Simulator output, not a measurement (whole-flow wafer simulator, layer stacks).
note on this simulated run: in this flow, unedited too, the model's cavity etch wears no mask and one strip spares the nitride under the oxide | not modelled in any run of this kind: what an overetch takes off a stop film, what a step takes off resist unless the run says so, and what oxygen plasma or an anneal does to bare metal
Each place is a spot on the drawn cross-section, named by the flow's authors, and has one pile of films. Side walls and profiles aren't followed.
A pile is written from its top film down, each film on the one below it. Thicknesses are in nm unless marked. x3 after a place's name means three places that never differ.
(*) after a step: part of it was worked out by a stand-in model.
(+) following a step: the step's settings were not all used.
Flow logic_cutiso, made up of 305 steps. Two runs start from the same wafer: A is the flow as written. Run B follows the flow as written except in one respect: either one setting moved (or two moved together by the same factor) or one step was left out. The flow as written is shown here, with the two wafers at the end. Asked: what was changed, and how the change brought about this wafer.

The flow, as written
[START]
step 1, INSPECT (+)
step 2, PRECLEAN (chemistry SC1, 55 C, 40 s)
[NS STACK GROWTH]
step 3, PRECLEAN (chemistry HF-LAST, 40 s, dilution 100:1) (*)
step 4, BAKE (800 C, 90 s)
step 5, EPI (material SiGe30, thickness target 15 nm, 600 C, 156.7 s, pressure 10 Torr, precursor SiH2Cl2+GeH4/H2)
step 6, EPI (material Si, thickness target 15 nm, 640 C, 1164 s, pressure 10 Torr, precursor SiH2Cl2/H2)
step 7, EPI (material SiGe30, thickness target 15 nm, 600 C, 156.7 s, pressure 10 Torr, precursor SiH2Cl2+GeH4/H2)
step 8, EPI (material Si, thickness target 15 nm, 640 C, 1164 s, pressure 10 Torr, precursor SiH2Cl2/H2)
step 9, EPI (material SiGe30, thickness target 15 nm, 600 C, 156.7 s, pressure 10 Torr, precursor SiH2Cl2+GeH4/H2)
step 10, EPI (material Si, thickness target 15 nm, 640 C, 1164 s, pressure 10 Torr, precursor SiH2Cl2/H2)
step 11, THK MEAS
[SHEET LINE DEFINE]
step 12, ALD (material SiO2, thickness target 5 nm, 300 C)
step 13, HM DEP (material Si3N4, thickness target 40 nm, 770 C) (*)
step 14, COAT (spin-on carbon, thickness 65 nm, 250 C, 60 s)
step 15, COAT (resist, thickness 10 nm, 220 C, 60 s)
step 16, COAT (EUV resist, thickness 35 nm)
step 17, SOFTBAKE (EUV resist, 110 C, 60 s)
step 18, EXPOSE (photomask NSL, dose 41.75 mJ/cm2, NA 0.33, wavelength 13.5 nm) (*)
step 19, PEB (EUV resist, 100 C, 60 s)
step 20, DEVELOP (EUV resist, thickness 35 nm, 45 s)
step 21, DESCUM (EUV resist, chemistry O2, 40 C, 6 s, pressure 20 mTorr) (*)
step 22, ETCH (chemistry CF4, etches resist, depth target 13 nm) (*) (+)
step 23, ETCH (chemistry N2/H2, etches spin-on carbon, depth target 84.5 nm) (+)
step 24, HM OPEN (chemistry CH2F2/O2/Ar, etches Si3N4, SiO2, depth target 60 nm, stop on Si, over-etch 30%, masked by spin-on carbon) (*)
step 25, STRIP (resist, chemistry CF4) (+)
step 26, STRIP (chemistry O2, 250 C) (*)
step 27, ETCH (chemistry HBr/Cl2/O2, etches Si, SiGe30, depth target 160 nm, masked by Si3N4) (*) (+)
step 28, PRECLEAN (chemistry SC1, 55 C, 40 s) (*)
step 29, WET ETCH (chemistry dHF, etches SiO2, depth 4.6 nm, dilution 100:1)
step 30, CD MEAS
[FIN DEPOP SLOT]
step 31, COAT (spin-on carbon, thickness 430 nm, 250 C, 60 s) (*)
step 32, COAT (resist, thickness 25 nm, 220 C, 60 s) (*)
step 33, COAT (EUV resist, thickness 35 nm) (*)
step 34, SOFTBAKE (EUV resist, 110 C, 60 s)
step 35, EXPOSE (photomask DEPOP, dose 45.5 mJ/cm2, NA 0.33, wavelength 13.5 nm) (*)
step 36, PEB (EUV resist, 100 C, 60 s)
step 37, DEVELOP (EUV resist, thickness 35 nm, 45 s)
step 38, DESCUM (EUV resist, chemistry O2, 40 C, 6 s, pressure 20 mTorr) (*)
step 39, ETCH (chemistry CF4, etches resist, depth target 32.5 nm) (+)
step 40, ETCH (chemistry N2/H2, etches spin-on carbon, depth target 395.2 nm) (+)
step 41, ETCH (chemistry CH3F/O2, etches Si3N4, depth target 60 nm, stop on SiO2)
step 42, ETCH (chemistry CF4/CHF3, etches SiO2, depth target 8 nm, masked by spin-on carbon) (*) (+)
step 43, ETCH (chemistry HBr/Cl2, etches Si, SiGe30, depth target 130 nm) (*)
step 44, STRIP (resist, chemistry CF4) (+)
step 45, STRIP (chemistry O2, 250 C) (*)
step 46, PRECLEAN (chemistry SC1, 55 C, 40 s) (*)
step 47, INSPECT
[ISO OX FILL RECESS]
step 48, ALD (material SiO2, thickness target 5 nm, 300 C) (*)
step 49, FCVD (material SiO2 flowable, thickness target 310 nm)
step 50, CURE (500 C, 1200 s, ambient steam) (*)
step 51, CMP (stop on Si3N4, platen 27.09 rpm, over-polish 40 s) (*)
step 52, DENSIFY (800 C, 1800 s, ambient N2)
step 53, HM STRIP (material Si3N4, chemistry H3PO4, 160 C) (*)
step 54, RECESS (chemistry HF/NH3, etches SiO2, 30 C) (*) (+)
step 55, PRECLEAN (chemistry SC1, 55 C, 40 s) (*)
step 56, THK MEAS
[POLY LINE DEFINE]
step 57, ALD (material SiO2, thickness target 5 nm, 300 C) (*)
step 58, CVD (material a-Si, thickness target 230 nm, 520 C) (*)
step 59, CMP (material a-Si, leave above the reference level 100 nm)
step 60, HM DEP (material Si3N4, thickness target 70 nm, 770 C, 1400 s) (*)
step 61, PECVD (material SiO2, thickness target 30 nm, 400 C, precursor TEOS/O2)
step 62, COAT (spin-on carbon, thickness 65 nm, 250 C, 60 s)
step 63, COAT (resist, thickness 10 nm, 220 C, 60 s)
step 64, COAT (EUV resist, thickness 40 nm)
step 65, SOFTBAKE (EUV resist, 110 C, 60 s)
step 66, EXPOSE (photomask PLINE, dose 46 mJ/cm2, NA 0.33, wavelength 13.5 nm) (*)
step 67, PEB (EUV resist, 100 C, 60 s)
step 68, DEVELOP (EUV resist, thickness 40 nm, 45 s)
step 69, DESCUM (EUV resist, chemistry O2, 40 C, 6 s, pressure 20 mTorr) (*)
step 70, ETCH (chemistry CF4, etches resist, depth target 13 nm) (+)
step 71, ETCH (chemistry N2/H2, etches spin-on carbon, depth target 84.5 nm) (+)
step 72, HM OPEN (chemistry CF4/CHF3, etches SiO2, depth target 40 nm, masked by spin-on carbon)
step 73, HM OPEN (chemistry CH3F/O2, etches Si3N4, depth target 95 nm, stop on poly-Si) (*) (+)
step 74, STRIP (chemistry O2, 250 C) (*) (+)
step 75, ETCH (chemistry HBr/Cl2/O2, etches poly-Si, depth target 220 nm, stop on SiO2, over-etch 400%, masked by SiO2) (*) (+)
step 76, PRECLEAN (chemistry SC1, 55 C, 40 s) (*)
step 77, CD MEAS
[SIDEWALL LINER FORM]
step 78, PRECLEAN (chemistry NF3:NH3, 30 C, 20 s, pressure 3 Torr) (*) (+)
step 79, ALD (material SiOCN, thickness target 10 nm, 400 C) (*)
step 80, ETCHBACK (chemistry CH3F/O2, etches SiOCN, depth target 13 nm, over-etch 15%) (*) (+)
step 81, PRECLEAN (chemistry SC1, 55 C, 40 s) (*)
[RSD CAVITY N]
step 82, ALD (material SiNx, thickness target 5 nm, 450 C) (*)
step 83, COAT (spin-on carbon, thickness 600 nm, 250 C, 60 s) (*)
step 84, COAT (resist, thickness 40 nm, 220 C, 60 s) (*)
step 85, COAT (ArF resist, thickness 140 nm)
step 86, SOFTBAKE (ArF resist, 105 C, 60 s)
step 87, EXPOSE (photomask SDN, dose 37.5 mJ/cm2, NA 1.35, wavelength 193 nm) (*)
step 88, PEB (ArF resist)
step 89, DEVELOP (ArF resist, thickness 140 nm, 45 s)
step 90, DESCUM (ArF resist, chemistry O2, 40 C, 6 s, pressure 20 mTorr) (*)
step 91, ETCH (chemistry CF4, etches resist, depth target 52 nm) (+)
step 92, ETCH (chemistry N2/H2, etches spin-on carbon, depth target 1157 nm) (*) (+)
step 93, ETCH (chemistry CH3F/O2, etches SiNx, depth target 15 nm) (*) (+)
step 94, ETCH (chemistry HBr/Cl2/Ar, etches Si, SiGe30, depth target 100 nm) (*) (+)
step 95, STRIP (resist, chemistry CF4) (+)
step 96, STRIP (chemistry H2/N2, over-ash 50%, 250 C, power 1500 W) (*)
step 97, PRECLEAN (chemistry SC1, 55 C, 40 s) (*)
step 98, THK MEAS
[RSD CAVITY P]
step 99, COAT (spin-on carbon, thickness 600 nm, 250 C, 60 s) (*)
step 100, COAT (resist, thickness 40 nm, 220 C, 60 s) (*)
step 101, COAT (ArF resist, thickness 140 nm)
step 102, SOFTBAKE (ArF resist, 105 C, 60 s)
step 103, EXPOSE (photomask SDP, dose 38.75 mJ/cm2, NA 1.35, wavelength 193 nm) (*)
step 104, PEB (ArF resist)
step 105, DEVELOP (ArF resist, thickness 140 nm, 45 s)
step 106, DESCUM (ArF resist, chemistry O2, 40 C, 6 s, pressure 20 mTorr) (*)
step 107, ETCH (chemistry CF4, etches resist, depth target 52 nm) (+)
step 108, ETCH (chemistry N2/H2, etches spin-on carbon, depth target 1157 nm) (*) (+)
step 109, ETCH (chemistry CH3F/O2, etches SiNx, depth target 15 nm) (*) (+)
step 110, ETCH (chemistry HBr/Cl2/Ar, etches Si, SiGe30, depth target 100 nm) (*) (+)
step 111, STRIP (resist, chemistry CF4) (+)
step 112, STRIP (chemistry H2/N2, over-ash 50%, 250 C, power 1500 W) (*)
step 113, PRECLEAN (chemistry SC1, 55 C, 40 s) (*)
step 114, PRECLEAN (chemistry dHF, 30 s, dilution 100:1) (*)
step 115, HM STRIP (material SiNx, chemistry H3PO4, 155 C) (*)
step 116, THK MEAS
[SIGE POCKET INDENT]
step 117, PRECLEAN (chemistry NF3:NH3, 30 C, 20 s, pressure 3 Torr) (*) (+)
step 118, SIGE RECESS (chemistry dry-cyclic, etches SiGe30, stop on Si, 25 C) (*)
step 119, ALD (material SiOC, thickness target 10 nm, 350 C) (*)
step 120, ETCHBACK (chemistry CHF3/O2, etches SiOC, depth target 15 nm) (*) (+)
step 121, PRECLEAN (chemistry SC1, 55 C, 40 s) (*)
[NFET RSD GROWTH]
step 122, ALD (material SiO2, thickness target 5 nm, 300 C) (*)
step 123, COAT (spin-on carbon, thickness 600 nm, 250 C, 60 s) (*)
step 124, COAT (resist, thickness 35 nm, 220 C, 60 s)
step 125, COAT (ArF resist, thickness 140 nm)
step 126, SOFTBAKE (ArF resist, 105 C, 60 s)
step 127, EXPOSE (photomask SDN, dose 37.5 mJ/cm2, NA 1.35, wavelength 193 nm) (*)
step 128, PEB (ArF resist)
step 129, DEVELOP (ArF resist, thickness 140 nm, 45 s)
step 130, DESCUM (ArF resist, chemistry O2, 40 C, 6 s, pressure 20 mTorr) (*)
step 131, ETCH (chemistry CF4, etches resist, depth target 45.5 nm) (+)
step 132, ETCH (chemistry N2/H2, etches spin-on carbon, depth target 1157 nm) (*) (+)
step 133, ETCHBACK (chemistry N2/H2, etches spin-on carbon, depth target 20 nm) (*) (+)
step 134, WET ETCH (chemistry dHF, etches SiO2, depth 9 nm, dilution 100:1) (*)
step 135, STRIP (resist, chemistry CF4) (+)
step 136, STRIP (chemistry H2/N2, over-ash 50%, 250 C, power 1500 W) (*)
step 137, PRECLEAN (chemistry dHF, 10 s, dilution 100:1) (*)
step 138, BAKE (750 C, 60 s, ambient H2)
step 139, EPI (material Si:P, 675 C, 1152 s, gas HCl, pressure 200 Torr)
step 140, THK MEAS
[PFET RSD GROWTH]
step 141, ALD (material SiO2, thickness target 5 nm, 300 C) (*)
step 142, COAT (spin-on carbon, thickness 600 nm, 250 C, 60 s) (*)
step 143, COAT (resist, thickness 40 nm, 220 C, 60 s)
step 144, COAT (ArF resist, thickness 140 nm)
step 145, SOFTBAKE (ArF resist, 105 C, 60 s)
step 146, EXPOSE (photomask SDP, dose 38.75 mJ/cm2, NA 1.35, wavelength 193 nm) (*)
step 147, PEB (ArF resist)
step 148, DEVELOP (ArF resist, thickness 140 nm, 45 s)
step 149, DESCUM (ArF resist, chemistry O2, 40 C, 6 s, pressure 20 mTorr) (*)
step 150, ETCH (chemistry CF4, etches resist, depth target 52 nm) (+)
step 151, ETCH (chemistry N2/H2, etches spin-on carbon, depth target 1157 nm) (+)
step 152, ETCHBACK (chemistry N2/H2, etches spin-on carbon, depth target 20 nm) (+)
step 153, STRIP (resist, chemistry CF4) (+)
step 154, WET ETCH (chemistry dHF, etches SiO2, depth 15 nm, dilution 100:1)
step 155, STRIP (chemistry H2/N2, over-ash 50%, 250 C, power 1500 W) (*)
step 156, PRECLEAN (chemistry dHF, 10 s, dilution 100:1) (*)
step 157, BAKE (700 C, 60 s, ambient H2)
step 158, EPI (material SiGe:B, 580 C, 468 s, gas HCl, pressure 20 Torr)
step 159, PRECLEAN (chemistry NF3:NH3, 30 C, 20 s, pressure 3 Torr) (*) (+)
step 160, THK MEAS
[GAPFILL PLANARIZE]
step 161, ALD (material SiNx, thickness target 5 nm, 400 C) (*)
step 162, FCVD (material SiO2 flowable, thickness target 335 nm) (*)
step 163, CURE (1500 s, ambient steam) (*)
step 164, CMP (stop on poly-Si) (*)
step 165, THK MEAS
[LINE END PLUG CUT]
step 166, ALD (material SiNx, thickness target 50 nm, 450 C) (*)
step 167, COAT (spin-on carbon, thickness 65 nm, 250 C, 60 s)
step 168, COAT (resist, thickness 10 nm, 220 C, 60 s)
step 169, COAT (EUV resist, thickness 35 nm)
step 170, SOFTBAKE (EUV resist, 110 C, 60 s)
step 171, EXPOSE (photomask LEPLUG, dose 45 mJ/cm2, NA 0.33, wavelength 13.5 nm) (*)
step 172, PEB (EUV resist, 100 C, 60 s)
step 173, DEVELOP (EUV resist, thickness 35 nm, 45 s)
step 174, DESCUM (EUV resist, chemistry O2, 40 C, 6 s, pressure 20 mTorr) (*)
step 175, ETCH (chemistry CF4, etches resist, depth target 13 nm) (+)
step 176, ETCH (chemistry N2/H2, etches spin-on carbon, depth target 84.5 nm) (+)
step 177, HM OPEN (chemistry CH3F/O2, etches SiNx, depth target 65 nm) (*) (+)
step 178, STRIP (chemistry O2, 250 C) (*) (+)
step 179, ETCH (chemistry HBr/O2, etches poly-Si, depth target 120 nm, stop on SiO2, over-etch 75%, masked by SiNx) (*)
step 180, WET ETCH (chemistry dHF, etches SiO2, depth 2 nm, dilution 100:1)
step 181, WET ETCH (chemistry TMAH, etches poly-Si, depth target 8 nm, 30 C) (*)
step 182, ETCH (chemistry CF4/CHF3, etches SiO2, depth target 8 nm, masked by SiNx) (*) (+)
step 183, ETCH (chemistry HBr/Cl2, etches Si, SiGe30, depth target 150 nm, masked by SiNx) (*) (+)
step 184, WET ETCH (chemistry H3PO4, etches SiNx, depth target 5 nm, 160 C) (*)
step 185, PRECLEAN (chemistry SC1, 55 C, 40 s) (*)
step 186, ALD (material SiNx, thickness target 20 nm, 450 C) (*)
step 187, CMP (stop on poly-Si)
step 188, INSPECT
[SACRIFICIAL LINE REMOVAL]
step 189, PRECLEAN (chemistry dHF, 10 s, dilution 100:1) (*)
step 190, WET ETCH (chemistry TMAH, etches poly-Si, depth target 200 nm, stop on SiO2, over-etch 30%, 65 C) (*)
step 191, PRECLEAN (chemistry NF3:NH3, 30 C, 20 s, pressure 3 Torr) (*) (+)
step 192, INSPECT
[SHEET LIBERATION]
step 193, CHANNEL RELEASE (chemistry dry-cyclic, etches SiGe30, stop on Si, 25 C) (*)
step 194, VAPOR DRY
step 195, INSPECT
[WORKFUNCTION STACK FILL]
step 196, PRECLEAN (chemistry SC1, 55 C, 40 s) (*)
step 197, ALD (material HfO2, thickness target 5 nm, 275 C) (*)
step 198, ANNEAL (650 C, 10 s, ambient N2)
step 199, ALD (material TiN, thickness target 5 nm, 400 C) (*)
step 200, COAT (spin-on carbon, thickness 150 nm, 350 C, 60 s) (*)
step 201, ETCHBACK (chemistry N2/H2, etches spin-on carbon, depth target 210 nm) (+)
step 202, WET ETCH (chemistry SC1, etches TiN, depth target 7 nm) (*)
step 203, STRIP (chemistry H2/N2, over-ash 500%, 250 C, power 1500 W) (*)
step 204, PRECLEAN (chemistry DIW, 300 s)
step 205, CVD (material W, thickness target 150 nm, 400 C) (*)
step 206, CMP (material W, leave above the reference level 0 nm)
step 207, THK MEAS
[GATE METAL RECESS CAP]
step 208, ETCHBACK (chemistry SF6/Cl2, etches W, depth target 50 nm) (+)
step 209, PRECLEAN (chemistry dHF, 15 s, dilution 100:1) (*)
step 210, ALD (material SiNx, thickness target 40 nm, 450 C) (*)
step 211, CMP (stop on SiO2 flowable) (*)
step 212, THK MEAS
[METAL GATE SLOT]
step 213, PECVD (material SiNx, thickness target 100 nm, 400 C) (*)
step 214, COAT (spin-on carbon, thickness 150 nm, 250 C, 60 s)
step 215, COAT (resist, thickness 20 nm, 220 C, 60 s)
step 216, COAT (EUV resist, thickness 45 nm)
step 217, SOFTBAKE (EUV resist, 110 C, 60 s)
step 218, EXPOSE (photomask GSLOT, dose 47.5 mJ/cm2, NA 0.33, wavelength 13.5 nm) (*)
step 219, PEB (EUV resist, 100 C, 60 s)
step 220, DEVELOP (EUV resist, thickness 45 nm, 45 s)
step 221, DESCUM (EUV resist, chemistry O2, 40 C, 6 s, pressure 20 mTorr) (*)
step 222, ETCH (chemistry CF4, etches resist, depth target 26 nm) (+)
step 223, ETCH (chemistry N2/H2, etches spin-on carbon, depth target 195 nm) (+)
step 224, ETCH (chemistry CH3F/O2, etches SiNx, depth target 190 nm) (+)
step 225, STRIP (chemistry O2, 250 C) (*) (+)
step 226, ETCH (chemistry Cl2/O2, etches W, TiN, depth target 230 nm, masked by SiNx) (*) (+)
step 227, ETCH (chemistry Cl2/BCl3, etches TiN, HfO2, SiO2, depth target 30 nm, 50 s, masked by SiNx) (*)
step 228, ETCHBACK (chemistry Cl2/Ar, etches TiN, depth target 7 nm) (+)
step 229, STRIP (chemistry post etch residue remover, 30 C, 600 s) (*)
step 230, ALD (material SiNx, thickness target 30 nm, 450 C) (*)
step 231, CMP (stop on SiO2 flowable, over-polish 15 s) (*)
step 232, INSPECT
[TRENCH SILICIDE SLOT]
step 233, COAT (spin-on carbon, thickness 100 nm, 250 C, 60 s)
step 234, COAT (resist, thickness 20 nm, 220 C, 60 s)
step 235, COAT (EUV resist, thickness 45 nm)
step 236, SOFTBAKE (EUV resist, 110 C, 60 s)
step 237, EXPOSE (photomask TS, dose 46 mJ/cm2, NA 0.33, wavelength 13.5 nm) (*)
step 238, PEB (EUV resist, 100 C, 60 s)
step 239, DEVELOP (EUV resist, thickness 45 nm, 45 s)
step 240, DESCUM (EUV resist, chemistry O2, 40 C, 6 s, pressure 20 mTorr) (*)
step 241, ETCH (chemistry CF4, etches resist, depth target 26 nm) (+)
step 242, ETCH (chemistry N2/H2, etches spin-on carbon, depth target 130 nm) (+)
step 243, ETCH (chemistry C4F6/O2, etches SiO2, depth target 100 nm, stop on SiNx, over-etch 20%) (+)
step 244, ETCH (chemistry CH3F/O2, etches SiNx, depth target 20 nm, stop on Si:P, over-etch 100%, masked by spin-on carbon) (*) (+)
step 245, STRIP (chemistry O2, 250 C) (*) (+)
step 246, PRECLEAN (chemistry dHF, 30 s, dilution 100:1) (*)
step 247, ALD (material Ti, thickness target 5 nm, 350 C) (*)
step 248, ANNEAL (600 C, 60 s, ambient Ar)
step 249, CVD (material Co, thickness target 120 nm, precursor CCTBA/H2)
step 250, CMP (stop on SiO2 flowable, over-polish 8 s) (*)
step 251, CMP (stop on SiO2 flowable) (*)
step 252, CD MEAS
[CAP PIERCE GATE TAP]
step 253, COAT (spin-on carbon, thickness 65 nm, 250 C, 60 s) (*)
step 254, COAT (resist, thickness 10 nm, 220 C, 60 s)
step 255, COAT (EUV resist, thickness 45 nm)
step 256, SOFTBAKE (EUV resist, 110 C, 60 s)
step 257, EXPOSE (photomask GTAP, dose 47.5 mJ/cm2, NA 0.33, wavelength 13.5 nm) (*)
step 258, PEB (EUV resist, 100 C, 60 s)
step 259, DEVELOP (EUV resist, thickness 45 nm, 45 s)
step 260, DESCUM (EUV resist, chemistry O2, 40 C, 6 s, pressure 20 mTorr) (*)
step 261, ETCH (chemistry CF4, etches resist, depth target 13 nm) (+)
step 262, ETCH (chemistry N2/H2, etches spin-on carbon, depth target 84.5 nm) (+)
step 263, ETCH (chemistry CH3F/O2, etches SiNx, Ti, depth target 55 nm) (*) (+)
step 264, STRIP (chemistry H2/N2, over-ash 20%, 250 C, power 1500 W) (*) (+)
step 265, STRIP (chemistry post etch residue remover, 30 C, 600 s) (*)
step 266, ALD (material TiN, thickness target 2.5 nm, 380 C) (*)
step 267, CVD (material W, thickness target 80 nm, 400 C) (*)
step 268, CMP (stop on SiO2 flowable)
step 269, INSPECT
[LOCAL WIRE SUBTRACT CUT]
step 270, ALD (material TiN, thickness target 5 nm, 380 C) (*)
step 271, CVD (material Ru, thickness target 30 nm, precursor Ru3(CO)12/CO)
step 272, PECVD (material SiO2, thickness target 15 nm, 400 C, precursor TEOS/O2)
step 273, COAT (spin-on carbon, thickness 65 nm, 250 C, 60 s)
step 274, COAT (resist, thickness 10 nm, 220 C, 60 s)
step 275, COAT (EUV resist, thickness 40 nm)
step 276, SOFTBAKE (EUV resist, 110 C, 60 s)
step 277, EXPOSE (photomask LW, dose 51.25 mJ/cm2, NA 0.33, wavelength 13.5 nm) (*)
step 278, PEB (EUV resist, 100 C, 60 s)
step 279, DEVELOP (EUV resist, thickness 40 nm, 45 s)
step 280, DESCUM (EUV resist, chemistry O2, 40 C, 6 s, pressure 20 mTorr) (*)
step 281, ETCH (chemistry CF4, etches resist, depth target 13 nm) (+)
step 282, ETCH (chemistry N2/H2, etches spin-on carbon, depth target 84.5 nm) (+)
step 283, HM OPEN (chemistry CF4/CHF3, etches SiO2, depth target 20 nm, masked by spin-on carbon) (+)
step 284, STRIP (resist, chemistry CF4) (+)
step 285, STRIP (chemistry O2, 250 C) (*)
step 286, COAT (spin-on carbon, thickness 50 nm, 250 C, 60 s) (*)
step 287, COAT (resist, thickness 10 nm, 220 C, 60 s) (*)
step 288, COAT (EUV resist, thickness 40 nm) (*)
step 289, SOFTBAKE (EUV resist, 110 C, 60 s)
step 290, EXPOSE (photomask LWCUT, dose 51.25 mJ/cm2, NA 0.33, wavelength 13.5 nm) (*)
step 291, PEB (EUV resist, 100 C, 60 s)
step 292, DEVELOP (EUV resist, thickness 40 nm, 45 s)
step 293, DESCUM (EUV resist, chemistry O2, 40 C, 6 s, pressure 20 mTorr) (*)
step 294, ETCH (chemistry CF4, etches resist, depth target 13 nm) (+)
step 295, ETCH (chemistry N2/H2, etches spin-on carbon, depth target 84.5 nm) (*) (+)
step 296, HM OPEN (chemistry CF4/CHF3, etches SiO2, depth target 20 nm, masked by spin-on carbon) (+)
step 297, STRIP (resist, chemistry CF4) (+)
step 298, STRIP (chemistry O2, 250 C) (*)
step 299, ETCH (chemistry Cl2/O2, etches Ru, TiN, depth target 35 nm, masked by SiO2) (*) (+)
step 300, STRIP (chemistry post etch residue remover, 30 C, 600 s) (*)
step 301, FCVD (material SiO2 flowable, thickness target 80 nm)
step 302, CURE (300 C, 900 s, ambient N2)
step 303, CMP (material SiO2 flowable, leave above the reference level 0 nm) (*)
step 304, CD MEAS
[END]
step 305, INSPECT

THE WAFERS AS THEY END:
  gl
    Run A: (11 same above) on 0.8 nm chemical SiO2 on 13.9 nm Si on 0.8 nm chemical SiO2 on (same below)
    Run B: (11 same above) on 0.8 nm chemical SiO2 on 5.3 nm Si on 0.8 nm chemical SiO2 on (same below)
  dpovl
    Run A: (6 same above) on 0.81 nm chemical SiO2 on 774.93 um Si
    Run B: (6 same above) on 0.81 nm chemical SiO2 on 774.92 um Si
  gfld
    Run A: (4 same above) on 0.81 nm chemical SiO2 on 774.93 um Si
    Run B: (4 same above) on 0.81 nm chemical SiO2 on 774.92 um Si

What caused this: step 8, EPI: 494.9 s was run, while the flow as written has 1164 s.

Step by step, how the change led to this:
  step 8, EPI (material Si, thickness target 15 nm, 640 C, 1164 s, pressure 10 Torr, precursor SiH2Cl2/H2)
      depop, dpovl, gfld and 19 more: A Si gains 15 (new film) | B Si gains 6.38 (new film)
  step 27, ETCH (chemistry HBr/Cl2/O2, etches Si, SiGe30, depth target 160 nm, masked by Si3N4) (*) (+)
      gfld, gxf, iso, lnri: A chemical SiO2 loses 0.79 (all of it), Si loses 11.4 (all of it), SiGe30 loses 15 (all of it), Si loses 15 (all of it), SiGe30 loses 15 (all of it), Si loses 15 (all of it), SiGe30 loses 15 (all of it), Si loses 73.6 | B chemical SiO2 loses 0.79 (all of it), Si loses 11.4 (all of it), SiGe30 loses 15 (all of it), Si loses 6.38 (all of it), SiGe30 loses 15 (all of it), Si loses 15 (all of it), SiGe30 loses 15 (all of it), Si loses 82.3
      dpovl, nsgap: A chemical SiO2 loses 0.79 (all of it), Si loses 11.8 (all of it), SiGe30 loses 15 (all of it), Si loses 15 (all of it), SiGe30 loses 15 (all of it), Si loses 15 (all of it), SiGe30 loses 15 (all of it), Si loses 73.2 | B chemical SiO2 loses 0.79 (all of it), Si loses 11.8 (all of it), SiGe30 loses 15 (all of it), Si loses 6.38 (all of it), SiGe30 loses 15 (all of it), Si loses 15 (all of it), SiGe30 loses 15 (all of it), Si loses 81.9
      (as well as at 1 more place)
  step 43, ETCH (chemistry HBr/Cl2, etches Si, SiGe30, depth target 130 nm) (*)
      depop: A Si loses 14 (all of it), SiGe30 loses 15 (all of it), Si loses 15 (all of it), SiGe30 loses 15 (all of it), Si loses 15 (all of it), SiGe30 loses 15 (all of it), Si loses 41 | B Si loses 14 (all of it), SiGe30 loses 15 (all of it), Si loses 6.38 (all of it), SiGe30 loses 15 (all of it), Si loses 15 (all of it), SiGe30 loses 15 (all of it), Si loses 49.6
  step 94, ETCH (chemistry HBr/Cl2/Ar, etches Si, SiGe30, depth target 100 nm) (*) (+)
      rsdn, rsdx: A chemical SiO2 loses 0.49 (all of it), Si loses 12.8 (all of it), SiGe30 loses 15 (all of it), Si loses 15 (all of it), SiGe30 loses 15 (all of it), Si loses 15 (all of it), SiGe30 loses 15 (all of it), Si loses 12.2 | B chemical SiO2 loses 0.49 (all of it), Si loses 12.8 (all of it), SiGe30 loses 15 (all of it), Si loses 6.38 (all of it), SiGe30 loses 15 (all of it), Si loses 15 (all of it), SiGe30 loses 15 (all of it), Si loses 20.8
  step 110, ETCH (chemistry HBr/Cl2/Ar, etches Si, SiGe30, depth target 100 nm) (*) (+)
      rsdp, rsdw: A chemical SiO2 loses 0.49 (all of it), Si loses 12.8 (all of it), SiGe30 loses 15 (all of it), Si loses 15 (all of it), SiGe30 loses 15 (all of it), Si loses 15 (all of it), SiGe30 loses 15 (all of it), Si loses 12.2 | B chemical SiO2 loses 0.49 (all of it), Si loses 12.8 (all of it), SiGe30 loses 15 (all of it), Si loses 6.38 (all of it), SiGe30 loses 15 (all of it), Si loses 15 (all of it), SiGe30 loses 15 (all of it), Si loses 20.8
  step 183, ETCH (chemistry HBr/Cl2, etches Si, SiGe30, depth target 150 nm, masked by SiNx) (*) (+)
      plug: A Si loses 13.6 (all of it), SiGe30 loses 15 (all of it), Si loses 15 (all of it), SiGe30 loses 15 (all of it), Si loses 15 (all of it), SiGe30 loses 15 (all of it), Si loses 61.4 | B Si loses 13.6 (all of it), SiGe30 loses 15 (all of it), Si loses 6.38 (all of it), SiGe30 loses 15 (all of it), Si loses 15 (all of it), SiGe30 loses 15 (all of it), Si loses 70.1
